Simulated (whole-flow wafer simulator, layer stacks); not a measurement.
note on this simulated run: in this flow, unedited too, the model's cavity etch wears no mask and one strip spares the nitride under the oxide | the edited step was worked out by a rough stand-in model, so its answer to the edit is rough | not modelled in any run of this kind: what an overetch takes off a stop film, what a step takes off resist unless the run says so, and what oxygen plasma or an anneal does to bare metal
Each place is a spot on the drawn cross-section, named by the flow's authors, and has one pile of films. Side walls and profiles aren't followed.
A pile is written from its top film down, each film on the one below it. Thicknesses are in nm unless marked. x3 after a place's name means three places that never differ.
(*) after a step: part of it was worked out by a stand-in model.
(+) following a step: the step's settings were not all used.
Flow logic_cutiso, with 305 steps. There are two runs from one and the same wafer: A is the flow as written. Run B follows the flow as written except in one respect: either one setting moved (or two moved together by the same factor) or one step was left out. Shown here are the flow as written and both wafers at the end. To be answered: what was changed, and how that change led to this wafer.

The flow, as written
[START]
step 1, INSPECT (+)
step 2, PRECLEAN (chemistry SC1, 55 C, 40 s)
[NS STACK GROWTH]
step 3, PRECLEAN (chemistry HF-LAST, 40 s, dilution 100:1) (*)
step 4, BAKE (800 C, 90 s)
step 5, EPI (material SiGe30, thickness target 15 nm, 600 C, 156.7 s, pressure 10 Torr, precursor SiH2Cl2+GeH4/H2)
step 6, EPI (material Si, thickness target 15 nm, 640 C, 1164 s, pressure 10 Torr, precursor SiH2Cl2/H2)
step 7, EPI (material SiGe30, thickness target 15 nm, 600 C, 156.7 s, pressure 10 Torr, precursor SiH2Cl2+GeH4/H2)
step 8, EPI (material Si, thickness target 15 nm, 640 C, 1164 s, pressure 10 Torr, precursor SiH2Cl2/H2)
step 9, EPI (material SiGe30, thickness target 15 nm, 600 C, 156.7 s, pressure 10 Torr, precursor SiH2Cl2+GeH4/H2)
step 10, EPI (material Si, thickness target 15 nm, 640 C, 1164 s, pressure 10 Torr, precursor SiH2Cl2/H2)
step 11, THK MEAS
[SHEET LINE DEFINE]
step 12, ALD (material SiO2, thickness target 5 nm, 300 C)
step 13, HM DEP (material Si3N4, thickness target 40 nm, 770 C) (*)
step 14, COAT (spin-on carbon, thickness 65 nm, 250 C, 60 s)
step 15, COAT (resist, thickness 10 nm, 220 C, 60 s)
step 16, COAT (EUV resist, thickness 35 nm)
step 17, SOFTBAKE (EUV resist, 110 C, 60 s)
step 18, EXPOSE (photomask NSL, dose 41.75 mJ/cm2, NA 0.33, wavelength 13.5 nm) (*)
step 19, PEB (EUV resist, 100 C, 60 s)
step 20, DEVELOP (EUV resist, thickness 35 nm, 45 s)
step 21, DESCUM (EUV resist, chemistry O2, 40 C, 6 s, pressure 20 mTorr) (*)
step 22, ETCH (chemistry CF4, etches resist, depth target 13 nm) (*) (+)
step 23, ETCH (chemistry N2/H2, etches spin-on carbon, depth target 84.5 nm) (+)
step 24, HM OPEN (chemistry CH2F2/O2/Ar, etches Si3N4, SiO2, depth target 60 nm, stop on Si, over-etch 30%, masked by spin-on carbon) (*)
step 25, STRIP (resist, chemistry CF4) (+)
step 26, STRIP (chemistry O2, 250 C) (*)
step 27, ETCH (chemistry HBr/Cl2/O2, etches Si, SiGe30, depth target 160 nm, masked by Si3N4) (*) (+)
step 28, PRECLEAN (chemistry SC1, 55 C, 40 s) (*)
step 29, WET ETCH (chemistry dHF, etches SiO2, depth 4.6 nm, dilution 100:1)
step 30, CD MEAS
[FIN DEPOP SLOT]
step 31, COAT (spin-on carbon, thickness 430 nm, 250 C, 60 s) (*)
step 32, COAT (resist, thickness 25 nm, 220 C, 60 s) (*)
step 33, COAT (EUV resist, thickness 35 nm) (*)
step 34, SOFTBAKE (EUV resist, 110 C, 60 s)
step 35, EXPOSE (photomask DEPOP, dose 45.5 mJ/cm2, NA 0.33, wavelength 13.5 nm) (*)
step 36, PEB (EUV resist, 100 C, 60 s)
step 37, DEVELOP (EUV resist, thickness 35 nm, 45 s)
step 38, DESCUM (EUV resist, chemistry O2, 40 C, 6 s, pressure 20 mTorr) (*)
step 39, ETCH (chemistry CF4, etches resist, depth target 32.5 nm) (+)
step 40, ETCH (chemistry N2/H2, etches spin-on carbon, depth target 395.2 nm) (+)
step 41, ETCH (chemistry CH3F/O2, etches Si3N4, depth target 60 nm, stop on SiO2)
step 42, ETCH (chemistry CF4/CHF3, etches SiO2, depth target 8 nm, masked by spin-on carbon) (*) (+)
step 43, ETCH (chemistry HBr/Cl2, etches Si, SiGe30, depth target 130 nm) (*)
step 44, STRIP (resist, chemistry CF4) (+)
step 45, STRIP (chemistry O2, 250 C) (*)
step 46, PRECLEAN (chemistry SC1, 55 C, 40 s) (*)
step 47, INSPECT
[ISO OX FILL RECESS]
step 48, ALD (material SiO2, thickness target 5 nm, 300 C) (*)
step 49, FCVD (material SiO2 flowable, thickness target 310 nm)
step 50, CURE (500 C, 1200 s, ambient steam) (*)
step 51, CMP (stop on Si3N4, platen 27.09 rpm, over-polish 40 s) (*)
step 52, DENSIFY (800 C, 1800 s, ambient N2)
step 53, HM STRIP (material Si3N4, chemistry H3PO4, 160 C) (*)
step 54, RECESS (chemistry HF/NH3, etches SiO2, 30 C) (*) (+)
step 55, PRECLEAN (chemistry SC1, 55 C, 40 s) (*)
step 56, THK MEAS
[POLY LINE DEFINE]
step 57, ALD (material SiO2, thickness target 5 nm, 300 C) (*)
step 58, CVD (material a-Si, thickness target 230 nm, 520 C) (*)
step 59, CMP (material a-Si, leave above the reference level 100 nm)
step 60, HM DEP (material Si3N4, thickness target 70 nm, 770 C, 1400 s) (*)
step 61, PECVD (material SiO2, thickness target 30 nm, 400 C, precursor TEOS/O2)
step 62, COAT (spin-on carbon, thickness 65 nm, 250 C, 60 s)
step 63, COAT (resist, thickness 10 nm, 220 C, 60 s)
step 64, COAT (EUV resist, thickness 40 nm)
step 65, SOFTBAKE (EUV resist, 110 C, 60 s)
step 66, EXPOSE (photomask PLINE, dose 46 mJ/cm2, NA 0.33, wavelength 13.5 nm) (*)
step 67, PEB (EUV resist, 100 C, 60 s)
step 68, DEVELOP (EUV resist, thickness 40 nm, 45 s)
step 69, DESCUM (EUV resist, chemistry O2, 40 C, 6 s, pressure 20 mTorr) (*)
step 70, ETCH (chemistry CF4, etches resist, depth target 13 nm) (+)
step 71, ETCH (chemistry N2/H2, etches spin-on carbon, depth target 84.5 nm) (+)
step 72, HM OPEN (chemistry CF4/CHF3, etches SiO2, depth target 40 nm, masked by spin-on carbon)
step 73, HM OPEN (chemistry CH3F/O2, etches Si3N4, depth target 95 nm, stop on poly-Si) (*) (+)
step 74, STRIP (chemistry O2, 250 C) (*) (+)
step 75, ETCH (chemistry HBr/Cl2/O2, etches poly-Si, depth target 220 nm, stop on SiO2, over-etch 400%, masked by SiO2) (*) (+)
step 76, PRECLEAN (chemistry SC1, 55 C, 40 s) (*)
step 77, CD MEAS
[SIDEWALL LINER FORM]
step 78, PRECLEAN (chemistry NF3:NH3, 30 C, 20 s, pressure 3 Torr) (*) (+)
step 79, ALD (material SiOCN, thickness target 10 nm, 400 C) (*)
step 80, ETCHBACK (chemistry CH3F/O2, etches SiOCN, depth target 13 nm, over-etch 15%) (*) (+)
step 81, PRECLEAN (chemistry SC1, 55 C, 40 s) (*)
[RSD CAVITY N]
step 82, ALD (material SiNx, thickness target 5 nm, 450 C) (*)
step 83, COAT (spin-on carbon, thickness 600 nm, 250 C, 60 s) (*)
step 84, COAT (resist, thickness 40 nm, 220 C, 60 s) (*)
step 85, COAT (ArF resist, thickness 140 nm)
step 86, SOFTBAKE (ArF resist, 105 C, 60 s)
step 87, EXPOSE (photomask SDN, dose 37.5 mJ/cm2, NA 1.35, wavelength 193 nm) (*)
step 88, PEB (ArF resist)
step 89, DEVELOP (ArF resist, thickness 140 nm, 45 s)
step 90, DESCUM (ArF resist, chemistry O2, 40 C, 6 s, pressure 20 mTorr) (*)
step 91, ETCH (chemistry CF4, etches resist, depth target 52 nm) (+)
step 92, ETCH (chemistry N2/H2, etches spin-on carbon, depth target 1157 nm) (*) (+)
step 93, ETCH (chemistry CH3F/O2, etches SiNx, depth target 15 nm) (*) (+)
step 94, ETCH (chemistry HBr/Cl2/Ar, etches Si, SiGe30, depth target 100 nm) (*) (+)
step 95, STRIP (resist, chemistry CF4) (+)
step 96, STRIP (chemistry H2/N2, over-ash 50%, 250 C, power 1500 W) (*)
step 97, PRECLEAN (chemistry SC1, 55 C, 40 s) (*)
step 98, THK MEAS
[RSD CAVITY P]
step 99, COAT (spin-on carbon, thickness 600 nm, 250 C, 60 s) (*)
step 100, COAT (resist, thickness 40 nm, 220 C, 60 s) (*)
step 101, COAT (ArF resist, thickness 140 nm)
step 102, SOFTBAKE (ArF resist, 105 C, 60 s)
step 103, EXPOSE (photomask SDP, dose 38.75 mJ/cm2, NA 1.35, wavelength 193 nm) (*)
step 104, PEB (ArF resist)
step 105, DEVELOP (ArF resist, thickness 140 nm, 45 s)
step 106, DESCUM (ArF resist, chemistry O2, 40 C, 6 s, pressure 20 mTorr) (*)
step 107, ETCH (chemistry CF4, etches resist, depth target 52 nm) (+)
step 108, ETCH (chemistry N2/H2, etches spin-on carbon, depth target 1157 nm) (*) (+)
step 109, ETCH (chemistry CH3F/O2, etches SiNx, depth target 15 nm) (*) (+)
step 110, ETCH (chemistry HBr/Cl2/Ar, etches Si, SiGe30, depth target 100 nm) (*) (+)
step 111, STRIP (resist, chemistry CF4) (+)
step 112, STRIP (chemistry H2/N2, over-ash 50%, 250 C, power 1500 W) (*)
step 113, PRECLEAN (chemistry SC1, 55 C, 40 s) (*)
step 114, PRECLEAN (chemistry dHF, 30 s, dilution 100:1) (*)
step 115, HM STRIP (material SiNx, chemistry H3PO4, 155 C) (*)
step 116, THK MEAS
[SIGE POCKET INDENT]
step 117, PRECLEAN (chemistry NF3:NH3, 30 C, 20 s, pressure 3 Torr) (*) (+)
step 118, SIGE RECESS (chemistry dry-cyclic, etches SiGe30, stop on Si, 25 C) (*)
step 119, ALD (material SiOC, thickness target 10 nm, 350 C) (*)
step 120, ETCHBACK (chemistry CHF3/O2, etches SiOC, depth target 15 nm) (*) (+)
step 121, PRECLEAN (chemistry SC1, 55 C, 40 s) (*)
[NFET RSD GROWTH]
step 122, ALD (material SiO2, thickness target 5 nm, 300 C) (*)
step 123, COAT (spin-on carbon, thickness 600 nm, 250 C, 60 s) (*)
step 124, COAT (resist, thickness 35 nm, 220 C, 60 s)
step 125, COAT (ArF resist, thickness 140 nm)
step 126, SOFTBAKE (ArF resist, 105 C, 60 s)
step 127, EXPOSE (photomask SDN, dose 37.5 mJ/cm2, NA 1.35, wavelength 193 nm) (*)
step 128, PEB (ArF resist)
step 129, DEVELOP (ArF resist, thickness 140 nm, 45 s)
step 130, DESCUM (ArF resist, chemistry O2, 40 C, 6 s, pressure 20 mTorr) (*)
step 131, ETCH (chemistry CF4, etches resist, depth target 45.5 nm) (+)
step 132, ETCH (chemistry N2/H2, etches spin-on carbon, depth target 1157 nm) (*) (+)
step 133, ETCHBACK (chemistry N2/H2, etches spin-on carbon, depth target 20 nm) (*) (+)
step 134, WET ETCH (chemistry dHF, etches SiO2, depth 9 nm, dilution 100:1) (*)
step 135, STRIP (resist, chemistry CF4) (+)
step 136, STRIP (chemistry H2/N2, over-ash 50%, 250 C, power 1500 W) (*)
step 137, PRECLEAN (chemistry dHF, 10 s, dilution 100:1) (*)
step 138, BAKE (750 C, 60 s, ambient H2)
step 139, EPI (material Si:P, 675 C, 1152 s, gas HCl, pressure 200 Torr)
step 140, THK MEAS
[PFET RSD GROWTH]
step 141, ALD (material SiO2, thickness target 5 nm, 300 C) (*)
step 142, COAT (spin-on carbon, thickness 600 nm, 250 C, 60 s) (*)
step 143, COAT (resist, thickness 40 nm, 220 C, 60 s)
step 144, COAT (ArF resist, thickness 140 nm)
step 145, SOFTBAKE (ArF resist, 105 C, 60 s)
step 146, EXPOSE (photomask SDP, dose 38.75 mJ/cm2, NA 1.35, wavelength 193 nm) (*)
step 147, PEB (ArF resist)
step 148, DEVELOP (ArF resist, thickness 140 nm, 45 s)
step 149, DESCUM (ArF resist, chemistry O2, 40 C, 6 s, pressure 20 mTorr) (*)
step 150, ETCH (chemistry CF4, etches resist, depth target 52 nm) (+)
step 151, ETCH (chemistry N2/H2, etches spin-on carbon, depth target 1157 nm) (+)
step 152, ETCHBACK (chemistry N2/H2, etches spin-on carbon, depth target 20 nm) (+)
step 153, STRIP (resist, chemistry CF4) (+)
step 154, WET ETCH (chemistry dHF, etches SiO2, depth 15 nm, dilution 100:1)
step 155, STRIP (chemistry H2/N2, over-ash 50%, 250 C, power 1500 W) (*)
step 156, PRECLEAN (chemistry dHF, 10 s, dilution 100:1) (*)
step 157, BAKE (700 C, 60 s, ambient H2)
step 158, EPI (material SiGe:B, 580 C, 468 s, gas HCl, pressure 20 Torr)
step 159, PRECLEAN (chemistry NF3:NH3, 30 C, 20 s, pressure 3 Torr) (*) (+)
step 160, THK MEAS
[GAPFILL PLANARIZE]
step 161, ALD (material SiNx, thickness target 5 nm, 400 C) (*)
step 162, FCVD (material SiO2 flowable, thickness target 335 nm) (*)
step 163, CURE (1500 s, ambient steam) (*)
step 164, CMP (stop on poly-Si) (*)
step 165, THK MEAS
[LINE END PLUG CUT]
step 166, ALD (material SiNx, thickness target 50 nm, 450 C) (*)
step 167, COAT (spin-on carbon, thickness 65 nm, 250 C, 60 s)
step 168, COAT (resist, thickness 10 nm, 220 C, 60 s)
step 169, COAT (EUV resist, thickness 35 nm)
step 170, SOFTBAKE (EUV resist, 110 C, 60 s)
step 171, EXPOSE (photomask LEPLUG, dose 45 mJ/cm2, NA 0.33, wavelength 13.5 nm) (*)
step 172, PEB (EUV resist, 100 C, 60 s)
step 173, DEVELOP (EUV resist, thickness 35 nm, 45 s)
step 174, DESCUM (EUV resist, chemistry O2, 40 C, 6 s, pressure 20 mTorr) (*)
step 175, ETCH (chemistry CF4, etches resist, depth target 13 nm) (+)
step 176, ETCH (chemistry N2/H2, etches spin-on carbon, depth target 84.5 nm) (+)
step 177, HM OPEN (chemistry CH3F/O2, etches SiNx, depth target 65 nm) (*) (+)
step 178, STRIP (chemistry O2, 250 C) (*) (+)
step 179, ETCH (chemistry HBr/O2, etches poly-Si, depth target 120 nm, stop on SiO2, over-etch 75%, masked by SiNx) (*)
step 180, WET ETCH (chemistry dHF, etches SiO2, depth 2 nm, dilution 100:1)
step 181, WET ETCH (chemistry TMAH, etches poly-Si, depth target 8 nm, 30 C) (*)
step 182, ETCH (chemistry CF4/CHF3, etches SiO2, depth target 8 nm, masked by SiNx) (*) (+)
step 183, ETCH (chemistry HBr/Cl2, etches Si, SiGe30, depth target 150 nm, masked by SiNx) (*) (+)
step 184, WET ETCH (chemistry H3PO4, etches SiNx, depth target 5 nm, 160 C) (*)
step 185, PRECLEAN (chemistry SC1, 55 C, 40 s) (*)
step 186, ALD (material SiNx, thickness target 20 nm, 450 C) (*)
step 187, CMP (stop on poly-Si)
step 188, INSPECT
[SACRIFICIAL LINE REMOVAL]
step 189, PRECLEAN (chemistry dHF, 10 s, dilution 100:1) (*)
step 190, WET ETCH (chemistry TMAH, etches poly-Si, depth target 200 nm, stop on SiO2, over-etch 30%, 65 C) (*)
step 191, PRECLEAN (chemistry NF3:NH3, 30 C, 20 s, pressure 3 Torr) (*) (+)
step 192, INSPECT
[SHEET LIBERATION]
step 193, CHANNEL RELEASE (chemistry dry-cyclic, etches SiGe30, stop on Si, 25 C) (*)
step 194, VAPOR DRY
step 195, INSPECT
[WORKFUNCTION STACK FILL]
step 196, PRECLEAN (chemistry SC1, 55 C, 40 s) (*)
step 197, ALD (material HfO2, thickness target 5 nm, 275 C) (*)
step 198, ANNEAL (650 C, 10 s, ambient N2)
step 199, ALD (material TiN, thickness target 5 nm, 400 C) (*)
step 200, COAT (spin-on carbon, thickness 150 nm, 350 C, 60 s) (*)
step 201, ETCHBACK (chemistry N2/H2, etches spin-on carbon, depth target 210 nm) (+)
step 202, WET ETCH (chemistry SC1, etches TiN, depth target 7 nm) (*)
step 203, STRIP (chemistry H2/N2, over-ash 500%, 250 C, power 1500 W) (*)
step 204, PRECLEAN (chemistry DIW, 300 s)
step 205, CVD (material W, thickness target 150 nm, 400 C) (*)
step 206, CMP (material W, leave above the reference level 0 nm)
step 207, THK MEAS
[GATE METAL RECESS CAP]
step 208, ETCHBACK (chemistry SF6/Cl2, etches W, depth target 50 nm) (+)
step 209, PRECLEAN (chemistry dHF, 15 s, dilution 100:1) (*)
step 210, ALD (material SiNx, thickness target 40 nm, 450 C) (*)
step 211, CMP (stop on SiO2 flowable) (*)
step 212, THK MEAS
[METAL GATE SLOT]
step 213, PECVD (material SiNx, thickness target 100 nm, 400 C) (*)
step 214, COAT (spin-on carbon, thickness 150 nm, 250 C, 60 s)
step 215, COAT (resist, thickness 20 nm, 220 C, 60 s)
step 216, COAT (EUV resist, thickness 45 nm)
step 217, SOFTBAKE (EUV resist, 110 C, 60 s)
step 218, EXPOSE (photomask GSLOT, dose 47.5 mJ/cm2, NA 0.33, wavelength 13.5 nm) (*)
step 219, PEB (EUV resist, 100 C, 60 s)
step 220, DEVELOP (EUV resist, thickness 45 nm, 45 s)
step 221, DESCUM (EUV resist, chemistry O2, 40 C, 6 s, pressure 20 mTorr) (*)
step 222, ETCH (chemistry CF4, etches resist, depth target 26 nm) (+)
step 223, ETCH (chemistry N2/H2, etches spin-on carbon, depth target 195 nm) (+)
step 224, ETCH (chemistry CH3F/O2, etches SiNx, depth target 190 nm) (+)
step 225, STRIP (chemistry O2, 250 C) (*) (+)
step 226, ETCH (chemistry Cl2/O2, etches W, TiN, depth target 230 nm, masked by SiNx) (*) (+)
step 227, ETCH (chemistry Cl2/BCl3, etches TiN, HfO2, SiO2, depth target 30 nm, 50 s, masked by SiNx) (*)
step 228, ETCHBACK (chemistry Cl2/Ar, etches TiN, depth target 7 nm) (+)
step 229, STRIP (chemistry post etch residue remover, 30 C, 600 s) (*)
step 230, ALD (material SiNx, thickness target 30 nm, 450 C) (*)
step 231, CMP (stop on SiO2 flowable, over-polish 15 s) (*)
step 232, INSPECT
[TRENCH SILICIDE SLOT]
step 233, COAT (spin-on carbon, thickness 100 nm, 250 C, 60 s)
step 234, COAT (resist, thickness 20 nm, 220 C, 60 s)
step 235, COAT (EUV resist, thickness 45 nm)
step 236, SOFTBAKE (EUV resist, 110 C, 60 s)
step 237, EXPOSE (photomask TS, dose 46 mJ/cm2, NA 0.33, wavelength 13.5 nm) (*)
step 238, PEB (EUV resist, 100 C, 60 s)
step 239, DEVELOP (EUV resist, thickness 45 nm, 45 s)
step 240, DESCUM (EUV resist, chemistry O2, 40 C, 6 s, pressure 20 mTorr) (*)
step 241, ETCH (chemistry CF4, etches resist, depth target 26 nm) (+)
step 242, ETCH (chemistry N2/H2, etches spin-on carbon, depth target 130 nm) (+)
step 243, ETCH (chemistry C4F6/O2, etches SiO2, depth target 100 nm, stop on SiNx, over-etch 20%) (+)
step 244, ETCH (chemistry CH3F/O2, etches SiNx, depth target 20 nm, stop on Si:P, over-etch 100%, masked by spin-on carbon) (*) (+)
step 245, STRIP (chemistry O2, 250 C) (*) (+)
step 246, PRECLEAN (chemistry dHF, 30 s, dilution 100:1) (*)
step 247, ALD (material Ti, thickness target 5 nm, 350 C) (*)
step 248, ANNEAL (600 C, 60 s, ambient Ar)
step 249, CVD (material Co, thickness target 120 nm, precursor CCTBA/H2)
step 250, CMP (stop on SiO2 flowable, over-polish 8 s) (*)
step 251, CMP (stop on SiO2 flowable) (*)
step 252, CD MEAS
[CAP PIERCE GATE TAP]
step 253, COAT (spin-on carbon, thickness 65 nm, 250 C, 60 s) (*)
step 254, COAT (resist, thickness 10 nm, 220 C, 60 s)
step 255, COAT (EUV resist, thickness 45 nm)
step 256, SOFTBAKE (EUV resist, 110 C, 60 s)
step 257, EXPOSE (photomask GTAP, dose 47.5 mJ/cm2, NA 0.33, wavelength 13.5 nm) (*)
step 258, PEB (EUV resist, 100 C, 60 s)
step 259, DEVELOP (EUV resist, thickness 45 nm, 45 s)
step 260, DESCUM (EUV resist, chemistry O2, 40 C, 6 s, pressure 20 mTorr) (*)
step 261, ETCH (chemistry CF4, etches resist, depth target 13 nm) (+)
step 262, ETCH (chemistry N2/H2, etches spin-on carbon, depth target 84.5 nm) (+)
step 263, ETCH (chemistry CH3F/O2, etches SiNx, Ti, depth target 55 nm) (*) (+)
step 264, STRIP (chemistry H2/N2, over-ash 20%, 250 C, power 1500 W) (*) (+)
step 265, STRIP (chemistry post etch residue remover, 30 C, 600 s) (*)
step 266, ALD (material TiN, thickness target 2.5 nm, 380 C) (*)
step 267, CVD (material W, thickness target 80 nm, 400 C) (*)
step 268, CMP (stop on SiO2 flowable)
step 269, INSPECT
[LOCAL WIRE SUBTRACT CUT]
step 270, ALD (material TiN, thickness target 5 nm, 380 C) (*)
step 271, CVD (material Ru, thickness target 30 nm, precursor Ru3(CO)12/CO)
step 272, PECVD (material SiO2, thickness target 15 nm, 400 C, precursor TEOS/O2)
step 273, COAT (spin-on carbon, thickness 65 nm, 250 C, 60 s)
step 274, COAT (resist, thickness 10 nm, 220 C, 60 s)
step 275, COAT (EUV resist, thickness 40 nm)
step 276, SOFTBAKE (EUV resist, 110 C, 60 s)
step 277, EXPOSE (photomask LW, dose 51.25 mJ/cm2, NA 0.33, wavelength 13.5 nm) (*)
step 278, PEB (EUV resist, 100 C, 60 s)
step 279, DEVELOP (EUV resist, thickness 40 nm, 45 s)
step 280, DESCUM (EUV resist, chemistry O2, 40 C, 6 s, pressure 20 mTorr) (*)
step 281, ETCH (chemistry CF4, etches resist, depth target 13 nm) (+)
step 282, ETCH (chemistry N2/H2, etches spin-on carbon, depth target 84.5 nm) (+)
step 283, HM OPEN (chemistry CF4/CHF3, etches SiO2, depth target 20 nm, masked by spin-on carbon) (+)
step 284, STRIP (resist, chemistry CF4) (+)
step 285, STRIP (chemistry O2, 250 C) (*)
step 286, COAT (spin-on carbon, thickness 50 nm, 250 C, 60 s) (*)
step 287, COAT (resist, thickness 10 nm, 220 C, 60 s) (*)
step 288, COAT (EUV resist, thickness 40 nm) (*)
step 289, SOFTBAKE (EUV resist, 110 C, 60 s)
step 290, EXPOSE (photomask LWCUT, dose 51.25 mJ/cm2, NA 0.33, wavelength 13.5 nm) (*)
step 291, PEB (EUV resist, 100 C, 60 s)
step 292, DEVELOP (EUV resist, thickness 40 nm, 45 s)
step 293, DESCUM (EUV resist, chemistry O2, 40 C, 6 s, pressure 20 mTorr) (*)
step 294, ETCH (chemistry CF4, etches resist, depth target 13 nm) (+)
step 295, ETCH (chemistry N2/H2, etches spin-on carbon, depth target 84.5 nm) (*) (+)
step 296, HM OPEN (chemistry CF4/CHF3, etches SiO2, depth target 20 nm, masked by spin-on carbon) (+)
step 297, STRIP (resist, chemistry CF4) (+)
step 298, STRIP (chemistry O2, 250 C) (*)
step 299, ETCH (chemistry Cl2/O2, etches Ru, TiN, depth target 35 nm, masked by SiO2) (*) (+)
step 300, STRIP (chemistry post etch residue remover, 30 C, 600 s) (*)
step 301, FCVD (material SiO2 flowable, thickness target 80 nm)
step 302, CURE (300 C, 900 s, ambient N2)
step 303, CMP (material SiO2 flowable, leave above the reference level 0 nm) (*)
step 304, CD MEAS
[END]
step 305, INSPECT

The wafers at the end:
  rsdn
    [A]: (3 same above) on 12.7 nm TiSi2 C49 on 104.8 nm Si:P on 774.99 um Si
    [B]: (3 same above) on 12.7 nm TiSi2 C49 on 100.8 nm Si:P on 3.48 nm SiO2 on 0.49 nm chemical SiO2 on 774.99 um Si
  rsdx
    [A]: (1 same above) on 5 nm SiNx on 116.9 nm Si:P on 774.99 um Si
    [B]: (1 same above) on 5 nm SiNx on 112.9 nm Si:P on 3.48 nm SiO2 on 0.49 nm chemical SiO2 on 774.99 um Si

Cause: step 132, ETCH: depth target 578.5 nm was run, whereas the flow has depth target 1157 nm.

Step by step, how the change led to this:
  step 132, ETCH (chemistry N2/H2, etches spin-on carbon, depth target 1157 nm) (*) (+)
      gl, tap: A spin-on carbon loses 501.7 (all of it), SiO2 loses 5 (all of it), Si3N4 loses 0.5 | B spin-on carbon loses 501.7 (all of it), SiO2 loses 1.67
      lnr, lnrt: A spin-on carbon loses 496.5 (all of it), SiO2 loses 5 (all of it), SiOCN loses 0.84 | B spin-on carbon loses 496.5 (all of it), SiO2 loses 1.78
      (and at 18 other places as well)
  step 133, ETCHBACK (chemistry N2/H2, etches spin-on carbon, depth target 20 nm) (*) (+)
      gl, tap: A Si3N4 loses 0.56 | B SiO2 loses 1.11
      lnr, lnrt: A SiOCN loses 0.83 | B SiO2 loses 1.11
      (and at 3 other places as well)
  step 134, WET ETCH (chemistry dHF, etches SiO2, depth 9 nm, dilution 100:1) (*)
      gl, tap: A Si3N4 loses 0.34 | B SiO2 loses 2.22 (all of it), Si3N4 loses 0.19
      lnr, lnrt: A SiOCN loses 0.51 | B SiO2 loses 2.11 (all of it), SiOCN loses 0.51
      (and at 3 other places as well)
  step 135, STRIP (resist, chemistry CF4) (+)
      depop, dpovl, gfld and 12 more: A resist loses 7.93 (all of it) | B resist loses 15.1 (all of it)
      lnr, lnrt: A SiOCN loses 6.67 | B SiOCN loses 12.7
      (and at 3 other places as well)
  step 136, STRIP (chemistry H2/N2, over-ash 50%, 250 C, power 1500 W) (*)
      rsdn, rsdx: A nothing | B spin-on carbon loses 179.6 (all of it)
  step 137, PRECLEAN (chemistry dHF, 10 s, dilution 100:1) (*)
      rsdn, rsdx: A nothing | B SiO2 loses 1.52
  step 139, EPI (material Si:P, 675 C, 1152 s, gas HCl, pressure 200 Torr)
      rsdn, rsdx: A Si:P gains 116.9 (new film) | B Si:P gains 112.9 (new film)
  step 141, ALD (material SiO2, thickness target 5 nm, 300 C) (*)
      gxn: A SiO2 gains 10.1 (new film) | B SiO2 gains 13.4 (new film)
  step 162, FCVD (material SiO2 flowable, thickness target 335 nm) (*)
      gl: A SiO2 flowable gains 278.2 (new film) | B SiO2 flowable gains 287.9 (new film)
      tap: A SiO2 flowable gains 278.1 (new film) | B SiO2 flowable gains 287.8 (new film)
  step 164, CMP (stop on poly-Si) (*)
      lnr, lnrt: A SiO2 flowable loses 260.9 (all of it), SiNx loses 5 (all of it), SiOCN loses 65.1 | B SiO2 flowable loses 265 (all of it), SiNx loses 5 (all of it), SiOCN loses 60.7
      gl: A SiO2 flowable loses 270.7 (all of it), SiNx loses 5 (all of it), Si3N4 loses 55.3 (all of it) | B SiO2 flowable loses 280.4 (all of it), SiNx loses 5 (all of it), Si3N4 loses 45.4 (all of it)
      (and at 2 other places as well)
